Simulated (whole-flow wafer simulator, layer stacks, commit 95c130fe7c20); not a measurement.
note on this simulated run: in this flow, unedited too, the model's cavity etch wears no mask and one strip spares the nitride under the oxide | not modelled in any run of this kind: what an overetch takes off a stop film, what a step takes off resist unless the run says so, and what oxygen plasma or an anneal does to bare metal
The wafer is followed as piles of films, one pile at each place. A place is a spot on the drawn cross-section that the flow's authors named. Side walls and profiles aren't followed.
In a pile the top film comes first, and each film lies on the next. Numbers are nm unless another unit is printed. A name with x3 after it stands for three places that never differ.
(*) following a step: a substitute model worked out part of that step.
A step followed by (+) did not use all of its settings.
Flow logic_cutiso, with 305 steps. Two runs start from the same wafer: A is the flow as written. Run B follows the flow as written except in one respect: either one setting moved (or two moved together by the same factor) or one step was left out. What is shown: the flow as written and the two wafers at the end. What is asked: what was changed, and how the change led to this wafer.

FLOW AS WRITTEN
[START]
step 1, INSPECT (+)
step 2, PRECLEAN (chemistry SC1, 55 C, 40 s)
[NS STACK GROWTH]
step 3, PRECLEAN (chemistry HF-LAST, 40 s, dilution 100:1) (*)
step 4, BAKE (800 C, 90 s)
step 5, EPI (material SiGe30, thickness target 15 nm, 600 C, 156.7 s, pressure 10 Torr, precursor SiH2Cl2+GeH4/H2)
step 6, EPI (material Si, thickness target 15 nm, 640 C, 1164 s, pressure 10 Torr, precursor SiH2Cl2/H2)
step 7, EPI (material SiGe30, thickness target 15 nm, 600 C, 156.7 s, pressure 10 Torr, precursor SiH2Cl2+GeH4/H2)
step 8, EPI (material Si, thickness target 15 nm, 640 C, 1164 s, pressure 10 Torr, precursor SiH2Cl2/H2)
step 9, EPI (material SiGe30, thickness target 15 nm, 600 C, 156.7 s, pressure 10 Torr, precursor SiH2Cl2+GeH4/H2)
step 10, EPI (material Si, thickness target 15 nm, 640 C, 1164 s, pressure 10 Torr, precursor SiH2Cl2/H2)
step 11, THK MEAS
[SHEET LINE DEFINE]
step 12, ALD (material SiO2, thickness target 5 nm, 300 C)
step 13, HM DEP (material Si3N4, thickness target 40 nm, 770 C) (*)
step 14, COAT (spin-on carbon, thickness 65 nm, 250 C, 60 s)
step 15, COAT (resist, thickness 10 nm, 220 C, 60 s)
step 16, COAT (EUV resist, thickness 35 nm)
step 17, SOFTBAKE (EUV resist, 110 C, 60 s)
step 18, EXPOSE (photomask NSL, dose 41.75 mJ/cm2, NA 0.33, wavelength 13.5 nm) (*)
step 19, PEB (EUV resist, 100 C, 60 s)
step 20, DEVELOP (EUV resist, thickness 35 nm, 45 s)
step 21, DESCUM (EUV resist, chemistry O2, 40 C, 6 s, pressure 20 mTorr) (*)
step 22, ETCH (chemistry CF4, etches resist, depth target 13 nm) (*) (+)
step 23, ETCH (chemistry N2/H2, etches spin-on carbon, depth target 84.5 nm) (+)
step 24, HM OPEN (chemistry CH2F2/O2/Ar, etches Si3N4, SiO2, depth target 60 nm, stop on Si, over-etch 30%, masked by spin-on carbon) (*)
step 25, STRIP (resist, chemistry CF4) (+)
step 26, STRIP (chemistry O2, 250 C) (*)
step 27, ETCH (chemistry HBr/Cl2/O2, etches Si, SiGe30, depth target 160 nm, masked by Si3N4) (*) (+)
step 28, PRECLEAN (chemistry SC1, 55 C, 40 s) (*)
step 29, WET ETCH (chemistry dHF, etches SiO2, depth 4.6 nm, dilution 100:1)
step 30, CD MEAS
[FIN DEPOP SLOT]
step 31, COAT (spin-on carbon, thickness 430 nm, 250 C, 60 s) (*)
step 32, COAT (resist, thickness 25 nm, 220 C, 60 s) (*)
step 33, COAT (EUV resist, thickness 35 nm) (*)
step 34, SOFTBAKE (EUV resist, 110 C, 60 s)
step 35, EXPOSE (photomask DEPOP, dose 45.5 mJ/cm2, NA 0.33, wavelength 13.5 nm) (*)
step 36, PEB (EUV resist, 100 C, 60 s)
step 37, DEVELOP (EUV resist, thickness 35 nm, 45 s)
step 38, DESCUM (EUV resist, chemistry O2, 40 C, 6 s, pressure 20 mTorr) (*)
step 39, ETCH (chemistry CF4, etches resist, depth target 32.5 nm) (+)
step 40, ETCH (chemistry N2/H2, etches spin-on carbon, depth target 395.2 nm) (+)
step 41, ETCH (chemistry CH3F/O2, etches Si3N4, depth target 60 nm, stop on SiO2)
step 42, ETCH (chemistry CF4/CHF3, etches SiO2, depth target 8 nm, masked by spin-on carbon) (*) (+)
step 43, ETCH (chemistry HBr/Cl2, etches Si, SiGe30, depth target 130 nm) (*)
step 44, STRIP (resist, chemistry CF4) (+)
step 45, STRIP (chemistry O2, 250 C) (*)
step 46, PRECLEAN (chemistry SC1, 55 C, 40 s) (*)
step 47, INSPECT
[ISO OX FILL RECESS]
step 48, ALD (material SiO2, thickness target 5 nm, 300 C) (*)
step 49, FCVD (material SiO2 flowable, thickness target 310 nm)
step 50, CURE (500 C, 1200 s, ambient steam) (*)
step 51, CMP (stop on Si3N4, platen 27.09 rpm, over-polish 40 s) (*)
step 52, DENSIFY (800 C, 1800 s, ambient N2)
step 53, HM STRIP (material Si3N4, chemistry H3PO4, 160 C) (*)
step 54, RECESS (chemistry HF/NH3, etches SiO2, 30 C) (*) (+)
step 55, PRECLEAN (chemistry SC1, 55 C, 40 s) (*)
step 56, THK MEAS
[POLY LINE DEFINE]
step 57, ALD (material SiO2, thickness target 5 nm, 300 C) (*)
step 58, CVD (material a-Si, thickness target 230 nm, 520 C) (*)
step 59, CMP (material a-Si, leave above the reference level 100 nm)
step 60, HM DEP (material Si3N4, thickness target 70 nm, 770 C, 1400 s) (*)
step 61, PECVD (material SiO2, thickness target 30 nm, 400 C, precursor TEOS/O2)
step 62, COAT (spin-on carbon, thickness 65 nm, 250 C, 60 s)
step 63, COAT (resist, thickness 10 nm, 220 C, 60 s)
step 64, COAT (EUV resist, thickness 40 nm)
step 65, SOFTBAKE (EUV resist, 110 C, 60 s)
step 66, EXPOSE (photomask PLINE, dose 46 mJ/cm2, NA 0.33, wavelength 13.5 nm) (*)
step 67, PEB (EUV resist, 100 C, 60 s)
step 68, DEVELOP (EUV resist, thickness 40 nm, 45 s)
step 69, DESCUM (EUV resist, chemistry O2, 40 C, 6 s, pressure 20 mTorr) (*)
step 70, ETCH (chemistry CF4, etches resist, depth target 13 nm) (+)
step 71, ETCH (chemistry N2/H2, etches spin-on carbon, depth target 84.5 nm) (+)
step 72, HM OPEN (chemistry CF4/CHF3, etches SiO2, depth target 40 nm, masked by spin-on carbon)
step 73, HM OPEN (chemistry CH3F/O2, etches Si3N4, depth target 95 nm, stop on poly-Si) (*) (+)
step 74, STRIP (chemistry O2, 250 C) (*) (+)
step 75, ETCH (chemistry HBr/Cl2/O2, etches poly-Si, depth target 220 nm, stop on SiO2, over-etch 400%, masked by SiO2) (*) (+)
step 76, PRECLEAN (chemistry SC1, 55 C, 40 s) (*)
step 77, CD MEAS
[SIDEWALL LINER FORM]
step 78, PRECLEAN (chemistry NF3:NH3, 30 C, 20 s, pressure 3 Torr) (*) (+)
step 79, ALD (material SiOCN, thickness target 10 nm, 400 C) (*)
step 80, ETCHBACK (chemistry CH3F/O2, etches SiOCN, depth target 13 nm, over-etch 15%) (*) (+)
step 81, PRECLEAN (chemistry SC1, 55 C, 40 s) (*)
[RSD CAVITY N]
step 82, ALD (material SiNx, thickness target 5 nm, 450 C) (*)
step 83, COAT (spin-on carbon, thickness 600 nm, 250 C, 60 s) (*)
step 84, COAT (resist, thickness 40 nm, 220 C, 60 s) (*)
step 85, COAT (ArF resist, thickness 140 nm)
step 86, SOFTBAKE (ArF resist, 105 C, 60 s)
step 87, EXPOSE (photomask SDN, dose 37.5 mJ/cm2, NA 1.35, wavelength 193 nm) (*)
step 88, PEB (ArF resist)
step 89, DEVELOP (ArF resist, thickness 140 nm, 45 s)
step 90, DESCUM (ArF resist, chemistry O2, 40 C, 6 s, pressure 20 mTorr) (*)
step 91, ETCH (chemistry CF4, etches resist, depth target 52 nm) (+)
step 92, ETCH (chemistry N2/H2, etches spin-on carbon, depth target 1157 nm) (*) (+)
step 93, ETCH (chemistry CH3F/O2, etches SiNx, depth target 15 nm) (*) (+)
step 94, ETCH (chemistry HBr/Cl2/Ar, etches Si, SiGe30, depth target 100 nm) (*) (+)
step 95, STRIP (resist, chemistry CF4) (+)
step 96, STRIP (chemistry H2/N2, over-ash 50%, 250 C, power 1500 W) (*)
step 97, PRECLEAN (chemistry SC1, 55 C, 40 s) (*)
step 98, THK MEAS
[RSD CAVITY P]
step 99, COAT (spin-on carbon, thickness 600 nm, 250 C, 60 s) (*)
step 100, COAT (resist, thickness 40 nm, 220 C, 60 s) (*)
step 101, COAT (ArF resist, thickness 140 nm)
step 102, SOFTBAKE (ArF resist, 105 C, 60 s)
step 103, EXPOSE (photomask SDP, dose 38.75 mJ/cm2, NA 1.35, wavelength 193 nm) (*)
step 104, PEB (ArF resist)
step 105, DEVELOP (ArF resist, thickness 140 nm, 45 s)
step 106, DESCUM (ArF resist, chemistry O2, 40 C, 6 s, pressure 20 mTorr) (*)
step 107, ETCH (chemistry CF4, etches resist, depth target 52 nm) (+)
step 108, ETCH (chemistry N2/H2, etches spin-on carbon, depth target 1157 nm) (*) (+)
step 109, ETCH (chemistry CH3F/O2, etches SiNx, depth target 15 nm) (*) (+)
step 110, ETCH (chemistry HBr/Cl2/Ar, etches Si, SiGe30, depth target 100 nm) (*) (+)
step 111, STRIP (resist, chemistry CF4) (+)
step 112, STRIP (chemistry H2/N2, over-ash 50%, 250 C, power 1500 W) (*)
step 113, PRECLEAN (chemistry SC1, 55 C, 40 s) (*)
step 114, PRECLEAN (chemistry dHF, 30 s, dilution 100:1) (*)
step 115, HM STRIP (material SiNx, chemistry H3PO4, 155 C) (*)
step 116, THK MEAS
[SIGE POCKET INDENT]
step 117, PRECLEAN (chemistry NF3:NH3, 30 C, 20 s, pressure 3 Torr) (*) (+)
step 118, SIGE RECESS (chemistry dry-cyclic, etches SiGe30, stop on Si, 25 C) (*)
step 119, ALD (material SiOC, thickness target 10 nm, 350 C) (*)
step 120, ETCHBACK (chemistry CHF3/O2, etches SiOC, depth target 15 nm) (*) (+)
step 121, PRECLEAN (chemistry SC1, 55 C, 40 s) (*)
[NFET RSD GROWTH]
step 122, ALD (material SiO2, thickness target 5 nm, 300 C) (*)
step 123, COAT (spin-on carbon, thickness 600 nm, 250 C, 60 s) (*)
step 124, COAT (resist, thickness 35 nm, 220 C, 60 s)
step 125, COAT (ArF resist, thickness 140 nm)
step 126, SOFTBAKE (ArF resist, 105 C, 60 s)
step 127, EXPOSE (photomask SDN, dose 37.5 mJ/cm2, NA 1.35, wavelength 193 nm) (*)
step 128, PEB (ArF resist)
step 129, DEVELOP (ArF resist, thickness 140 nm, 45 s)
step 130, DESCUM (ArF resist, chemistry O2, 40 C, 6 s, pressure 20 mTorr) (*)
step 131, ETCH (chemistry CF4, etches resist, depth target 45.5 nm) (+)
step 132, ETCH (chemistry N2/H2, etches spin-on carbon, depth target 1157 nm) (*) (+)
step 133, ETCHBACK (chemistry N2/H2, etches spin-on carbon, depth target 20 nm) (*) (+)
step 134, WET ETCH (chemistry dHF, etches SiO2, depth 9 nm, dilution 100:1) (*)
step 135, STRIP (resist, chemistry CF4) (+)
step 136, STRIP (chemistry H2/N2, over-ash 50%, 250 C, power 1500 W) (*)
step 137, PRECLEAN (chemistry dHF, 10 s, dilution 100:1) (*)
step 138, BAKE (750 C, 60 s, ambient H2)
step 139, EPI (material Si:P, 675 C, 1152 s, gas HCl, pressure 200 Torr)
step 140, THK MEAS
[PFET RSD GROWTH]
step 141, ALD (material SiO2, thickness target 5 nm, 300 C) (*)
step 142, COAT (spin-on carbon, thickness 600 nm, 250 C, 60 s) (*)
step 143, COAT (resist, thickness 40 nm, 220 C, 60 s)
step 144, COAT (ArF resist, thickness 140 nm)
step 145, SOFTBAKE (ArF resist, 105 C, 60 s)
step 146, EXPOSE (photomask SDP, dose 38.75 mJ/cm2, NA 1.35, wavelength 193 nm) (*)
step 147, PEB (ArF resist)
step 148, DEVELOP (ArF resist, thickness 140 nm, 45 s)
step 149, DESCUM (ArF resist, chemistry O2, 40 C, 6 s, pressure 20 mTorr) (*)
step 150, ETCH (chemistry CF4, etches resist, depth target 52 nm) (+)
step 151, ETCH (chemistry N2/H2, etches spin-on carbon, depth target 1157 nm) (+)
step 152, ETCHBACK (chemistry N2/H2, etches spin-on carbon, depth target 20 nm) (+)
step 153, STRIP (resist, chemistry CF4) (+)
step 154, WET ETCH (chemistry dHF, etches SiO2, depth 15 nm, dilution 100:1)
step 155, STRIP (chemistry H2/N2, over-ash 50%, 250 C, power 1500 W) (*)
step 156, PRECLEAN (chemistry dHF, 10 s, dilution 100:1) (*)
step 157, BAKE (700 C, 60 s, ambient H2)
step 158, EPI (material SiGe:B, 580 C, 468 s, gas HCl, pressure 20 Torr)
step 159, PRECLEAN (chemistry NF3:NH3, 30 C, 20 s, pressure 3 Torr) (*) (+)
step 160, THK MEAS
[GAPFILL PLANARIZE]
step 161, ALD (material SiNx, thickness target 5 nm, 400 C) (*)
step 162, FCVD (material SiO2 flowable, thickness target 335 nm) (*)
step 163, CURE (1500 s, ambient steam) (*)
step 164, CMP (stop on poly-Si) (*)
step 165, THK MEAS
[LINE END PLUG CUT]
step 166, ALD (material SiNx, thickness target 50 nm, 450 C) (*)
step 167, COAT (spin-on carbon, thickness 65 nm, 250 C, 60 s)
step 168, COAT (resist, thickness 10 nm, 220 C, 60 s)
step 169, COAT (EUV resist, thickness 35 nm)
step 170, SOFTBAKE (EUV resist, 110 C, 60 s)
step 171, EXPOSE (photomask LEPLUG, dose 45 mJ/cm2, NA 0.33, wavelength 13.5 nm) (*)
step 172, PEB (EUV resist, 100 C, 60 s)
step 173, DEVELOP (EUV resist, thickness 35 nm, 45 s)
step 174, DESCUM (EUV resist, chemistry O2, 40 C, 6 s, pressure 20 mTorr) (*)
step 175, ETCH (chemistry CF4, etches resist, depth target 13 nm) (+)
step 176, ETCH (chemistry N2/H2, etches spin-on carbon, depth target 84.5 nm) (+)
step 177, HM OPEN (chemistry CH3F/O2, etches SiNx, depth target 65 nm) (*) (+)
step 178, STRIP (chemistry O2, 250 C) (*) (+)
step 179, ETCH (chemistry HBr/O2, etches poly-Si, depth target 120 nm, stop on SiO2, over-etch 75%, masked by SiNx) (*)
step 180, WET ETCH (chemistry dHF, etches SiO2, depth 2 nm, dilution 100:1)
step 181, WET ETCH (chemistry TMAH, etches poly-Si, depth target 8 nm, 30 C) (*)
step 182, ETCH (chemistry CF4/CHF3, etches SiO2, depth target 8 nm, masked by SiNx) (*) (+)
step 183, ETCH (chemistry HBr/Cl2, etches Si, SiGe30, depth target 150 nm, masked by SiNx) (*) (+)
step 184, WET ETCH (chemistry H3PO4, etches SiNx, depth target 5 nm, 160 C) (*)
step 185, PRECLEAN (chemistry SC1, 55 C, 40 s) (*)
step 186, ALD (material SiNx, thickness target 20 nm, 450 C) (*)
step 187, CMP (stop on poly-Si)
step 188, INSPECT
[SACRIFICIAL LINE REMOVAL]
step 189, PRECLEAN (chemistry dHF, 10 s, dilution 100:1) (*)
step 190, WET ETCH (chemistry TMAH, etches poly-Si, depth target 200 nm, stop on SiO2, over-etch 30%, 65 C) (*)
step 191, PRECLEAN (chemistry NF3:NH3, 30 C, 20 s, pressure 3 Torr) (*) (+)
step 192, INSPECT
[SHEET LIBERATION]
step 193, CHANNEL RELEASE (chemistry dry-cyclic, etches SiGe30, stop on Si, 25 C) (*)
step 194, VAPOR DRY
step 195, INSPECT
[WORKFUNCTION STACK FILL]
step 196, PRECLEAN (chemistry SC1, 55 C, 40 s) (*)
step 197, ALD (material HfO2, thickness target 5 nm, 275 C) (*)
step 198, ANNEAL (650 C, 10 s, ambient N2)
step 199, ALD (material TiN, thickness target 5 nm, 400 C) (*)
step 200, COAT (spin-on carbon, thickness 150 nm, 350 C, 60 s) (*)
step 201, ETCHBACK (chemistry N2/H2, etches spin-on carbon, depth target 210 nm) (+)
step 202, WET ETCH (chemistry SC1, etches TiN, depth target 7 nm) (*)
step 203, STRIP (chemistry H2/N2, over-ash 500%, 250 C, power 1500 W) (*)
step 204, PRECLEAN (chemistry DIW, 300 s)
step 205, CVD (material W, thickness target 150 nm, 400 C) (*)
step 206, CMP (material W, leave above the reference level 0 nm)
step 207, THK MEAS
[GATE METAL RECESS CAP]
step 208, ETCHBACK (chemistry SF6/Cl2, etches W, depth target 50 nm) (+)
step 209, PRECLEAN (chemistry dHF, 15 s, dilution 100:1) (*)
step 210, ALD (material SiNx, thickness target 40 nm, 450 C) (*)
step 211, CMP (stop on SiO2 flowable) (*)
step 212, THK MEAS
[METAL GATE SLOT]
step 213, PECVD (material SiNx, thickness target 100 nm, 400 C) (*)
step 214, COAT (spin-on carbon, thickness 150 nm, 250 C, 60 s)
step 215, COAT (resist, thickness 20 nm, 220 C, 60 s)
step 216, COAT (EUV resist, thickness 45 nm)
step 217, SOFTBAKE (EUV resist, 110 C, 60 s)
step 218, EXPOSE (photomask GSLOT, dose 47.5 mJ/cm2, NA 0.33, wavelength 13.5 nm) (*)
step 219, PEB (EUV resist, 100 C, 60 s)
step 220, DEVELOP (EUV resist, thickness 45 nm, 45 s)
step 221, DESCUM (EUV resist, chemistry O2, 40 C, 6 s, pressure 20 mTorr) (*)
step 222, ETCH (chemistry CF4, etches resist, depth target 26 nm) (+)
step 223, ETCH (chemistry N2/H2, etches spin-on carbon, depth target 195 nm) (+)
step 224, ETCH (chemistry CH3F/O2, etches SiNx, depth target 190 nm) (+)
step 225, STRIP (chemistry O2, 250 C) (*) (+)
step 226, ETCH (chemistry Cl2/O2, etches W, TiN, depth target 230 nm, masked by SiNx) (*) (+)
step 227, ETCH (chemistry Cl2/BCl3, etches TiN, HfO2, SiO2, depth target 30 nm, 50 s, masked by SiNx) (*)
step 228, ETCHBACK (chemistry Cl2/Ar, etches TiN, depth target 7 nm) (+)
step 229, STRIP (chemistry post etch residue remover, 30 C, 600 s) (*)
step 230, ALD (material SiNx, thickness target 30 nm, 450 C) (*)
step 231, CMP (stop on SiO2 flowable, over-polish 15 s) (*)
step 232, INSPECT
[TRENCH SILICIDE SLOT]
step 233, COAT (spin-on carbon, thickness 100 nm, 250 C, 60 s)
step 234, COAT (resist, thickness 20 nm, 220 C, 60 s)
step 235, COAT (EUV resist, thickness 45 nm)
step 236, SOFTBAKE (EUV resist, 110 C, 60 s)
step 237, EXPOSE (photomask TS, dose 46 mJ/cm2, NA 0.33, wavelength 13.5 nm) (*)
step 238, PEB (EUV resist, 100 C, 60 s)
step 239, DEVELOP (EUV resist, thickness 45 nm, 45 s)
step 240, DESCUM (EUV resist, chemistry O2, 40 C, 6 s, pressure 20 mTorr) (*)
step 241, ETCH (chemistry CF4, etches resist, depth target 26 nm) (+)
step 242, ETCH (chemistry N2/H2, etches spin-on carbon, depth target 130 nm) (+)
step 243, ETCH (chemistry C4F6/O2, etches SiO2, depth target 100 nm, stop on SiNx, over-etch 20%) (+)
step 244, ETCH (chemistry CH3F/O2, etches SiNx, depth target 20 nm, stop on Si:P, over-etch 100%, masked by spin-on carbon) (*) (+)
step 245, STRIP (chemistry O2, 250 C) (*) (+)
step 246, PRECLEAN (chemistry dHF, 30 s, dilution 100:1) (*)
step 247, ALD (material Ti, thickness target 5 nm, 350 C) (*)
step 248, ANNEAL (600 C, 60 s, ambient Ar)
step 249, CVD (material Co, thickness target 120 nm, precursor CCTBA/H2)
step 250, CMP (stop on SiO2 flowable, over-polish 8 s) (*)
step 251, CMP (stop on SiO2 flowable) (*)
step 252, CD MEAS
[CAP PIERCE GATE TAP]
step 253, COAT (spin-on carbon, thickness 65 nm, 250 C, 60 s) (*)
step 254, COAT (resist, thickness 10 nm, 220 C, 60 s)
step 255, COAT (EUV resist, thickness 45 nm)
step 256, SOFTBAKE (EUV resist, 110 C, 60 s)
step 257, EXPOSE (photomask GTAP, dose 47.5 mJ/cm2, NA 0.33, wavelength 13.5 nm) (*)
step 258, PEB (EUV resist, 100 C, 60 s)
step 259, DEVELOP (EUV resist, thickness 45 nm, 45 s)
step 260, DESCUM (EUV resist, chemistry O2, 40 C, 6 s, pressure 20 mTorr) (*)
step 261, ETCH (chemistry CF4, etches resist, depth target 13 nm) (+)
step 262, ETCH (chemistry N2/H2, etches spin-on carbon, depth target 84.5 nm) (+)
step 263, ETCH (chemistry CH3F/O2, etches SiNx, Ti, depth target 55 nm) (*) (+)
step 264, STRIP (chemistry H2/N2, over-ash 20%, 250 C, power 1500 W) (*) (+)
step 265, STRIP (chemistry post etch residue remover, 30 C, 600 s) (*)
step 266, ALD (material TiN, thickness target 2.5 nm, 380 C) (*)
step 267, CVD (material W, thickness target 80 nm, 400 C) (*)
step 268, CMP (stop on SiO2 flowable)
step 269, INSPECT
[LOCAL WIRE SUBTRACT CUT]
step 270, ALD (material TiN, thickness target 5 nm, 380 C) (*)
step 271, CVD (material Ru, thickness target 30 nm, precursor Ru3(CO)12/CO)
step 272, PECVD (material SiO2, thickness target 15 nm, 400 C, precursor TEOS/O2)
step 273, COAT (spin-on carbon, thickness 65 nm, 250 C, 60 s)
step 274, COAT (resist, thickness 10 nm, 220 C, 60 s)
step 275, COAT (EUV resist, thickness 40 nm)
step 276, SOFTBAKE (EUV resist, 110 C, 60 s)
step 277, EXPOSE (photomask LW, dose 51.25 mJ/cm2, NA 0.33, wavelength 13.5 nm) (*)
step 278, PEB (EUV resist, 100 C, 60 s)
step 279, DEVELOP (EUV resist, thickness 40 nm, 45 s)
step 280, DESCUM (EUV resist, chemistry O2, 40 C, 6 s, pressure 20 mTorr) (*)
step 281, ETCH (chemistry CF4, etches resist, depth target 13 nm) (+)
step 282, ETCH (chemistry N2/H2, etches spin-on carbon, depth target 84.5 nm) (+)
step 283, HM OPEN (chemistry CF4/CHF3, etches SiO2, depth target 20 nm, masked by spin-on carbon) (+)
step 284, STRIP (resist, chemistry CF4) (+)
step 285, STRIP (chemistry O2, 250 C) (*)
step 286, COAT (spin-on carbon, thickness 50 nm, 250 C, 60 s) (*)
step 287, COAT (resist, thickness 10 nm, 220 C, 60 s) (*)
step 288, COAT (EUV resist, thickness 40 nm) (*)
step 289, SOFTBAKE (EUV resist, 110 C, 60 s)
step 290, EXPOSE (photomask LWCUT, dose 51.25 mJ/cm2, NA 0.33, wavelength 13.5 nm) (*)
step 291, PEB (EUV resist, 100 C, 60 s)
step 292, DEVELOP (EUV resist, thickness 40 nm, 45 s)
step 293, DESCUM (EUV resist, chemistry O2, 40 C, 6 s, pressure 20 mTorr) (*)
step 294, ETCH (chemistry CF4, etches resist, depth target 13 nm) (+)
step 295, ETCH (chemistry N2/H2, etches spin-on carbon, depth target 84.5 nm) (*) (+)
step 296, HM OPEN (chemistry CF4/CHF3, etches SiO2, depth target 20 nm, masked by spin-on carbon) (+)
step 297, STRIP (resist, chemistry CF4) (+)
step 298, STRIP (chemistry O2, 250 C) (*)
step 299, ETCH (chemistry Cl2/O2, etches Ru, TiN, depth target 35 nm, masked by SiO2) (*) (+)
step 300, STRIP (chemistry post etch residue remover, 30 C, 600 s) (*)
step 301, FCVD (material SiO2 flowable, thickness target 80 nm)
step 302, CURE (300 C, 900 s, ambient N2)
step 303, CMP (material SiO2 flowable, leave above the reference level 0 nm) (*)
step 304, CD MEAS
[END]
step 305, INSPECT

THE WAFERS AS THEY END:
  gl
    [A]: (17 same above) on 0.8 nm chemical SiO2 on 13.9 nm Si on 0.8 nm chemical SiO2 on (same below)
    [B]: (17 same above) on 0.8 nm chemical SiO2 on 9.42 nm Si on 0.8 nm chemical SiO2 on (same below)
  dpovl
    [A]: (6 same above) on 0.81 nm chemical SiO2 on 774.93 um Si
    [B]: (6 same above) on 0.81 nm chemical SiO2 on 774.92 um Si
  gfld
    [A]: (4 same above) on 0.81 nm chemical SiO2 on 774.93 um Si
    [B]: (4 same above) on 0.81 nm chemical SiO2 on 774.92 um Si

What caused this: step 6, EPI: 815.1 s was run, though the flow has 1164 s.

Step by step, how the change led to this:
  step 6, EPI (material Si, thickness target 15 nm, 640 C, 1164 s, pressure 10 Torr, precursor SiH2Cl2/H2)
      depop, dpovl, gfld and 19 more: A Si gains 15 (new film) | B Si gains 10.5 (new film)
  step 27, ETCH (chemistry HBr/Cl2/O2, etches Si, SiGe30, depth target 160 nm, masked by Si3N4) (*) (+)
      gfld, gxf, iso, lnri: A chemical SiO2 loses 0.79 (all of it), Si loses 11.4 (all of it), SiGe30 loses 15 (all of it), Si loses 15 (all of it), SiGe30 loses 15 (all of it), Si loses 15 (all of it), SiGe30 loses 15 (all of it), Si loses 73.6 | B chemical SiO2 loses 0.79 (all of it), Si loses 11.4 (all of it), SiGe30 loses 15 (all of it), Si loses 15 (all of it), SiGe30 loses 15 (all of it), Si loses 10.5 (all of it), SiGe30 loses 15 (all of it), Si loses 78.1
      dpovl, nsgap: A chemical SiO2 loses 0.79 (all of it), Si loses 11.8 (all of it), SiGe30 loses 15 (all of it), Si loses 15 (all of it), SiGe30 loses 15 (all of it), Si loses 15 (all of it), SiGe30 loses 15 (all of it), Si loses 73.2 | B chemical SiO2 loses 0.79 (all of it), Si loses 11.8 (all of it), SiGe30 loses 15 (all of it), Si loses 15 (all of it), SiGe30 loses 15 (all of it), Si loses 10.5 (all of it), SiGe30 loses 15 (all of it), Si loses 77.7
      (as well as at 1 more place)
  step 43, ETCH (chemistry HBr/Cl2, etches Si, SiGe30, depth target 130 nm) (*)
      depop: A Si loses 14 (all of it), SiGe30 loses 15 (all of it), Si loses 15 (all of it), SiGe30 loses 15 (all of it), Si loses 15 (all of it), SiGe30 loses 15 (all of it), Si loses 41 | B Si loses 14 (all of it), SiGe30 loses 15 (all of it), Si loses 15 (all of it), SiGe30 loses 15 (all of it), Si loses 10.5 (all of it), SiGe30 loses 15 (all of it), Si loses 45.5
  step 94, ETCH (chemistry HBr/Cl2/Ar, etches Si, SiGe30, depth target 100 nm) (*) (+)
      rsdn, rsdx: A chemical SiO2 loses 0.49 (all of it), Si loses 12.8 (all of it), SiGe30 loses 15 (all of it), Si loses 15 (all of it), SiGe30 loses 15 (all of it), Si loses 15 (all of it), SiGe30 loses 15 (all of it), Si loses 12.2 | B chemical SiO2 loses 0.49 (all of it), Si loses 12.8 (all of it), SiGe30 loses 15 (all of it), Si loses 15 (all of it), SiGe30 loses 15 (all of it), Si loses 10.5 (all of it), SiGe30 loses 15 (all of it), Si loses 16.7
  step 110, ETCH (chemistry HBr/Cl2/Ar, etches Si, SiGe30, depth target 100 nm) (*) (+)
      rsdp, rsdw: A chemical SiO2 loses 0.49 (all of it), Si loses 12.8 (all of it), SiGe30 loses 15 (all of it), Si loses 15 (all of it), SiGe30 loses 15 (all of it), Si loses 15 (all of it), SiGe30 loses 15 (all of it), Si loses 12.2 | B chemical SiO2 loses 0.49 (all of it), Si loses 12.8 (all of it), SiGe30 loses 15 (all of it), Si loses 15 (all of it), SiGe30 loses 15 (all of it), Si loses 10.5 (all of it), SiGe30 loses 15 (all of it), Si loses 16.7
  step 183, ETCH (chemistry HBr/Cl2, etches Si, SiGe30, depth target 150 nm, masked by SiNx) (*) (+)
      plug: A Si loses 13.6 (all of it), SiGe30 loses 15 (all of it), Si loses 15 (all of it), SiGe30 loses 15 (all of it), Si loses 15 (all of it), SiGe30 loses 15 (all of it), Si loses 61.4 | B Si loses 13.6 (all of it), SiGe30 loses 15 (all of it), Si loses 15 (all of it), SiGe30 loses 15 (all of it), Si loses 10.5 (all of it), SiGe30 loses 15 (all of it), Si loses 65.9
